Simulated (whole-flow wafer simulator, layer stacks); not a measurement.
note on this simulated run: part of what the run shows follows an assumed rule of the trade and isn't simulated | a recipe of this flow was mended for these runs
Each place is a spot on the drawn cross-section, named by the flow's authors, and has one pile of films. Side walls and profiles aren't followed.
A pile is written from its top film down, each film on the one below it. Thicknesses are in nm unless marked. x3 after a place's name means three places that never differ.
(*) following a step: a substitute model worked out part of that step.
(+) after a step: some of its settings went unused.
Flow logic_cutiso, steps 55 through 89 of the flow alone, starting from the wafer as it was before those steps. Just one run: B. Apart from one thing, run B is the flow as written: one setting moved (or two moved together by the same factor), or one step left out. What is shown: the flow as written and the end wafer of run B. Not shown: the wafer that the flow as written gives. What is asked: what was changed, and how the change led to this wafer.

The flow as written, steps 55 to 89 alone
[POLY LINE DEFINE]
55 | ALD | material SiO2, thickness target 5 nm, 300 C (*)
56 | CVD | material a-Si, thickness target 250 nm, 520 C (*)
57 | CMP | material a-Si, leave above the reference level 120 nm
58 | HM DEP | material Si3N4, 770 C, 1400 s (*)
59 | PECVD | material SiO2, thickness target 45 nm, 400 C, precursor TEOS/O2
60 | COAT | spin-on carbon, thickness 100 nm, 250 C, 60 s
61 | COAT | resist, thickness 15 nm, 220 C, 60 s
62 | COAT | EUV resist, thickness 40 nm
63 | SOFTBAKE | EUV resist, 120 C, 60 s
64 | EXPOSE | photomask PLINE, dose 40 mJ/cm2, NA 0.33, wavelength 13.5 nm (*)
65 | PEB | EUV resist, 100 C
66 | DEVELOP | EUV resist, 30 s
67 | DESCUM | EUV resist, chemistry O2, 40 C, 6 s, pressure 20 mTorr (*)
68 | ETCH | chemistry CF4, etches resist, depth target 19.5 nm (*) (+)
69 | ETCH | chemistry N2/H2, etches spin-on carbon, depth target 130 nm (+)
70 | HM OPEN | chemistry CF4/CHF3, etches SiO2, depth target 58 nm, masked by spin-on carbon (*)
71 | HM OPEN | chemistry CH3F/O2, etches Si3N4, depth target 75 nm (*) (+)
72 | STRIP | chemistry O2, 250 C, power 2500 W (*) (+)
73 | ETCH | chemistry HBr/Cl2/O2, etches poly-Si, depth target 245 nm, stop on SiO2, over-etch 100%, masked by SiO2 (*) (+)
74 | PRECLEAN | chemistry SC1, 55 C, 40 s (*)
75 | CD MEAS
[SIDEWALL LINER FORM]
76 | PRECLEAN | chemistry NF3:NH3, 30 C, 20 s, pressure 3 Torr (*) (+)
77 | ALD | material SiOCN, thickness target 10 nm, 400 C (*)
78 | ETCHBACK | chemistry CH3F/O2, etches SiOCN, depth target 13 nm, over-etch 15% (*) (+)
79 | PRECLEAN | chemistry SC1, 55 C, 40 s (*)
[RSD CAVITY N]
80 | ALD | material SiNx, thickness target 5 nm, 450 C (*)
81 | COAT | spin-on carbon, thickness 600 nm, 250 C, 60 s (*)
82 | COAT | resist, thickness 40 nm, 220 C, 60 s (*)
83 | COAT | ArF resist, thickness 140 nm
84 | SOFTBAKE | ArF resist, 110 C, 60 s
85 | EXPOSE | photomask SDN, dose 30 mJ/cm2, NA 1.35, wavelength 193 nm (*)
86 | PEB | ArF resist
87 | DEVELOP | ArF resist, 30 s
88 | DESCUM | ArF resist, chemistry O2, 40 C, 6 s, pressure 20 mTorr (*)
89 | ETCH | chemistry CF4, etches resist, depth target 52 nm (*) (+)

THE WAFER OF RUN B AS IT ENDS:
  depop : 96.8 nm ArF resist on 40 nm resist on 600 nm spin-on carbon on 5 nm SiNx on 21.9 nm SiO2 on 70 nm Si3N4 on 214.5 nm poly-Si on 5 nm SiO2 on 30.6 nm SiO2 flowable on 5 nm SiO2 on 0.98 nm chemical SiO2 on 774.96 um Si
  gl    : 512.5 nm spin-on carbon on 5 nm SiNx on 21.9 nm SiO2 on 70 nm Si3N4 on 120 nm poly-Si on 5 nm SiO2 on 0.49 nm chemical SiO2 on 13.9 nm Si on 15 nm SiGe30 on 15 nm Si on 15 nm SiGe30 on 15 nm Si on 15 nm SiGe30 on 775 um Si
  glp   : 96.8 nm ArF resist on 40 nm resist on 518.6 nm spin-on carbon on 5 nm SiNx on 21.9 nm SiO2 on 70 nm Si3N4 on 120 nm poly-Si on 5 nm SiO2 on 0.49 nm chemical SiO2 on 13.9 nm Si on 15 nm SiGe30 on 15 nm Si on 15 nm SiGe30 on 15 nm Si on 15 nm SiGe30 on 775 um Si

What caused this: step 59, PECVD: thickness target 38.5 nm was run, while the flow as written has thickness target 45 nm.

Step by step, how the change led to this:
  59 | PECVD | material SiO2, thickness target 45 nm, 400 C, precursor TEOS/O2
      depop, dpovl x3, gfld and 17 more: SiO2 gains 38.5 (new film) (as written it would have been: SiO2 gains 45 (new film))
  70 | HM OPEN | chemistry CF4/CHF3, etches SiO2, depth target 58 nm, masked by spin-on carbon (*)
      iso, lnr, lnri and 6 more: SiO2 loses 36.7 (all of it), Si3N4 loses 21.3 (as written it would have been: SiO2 loses 43.2 (all of it), Si3N4 loses 14.8)
  71 | HM OPEN | chemistry CH3F/O2, etches Si3N4, depth target 75 nm (*) (+)
      iso, lnr, lnri and 6 more: Si3N4 loses 48.7 (all of it), poly-Si loses 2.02 (as written it would have been: Si3N4 loses 55.2 (all of it), poly-Si loses 1.52)
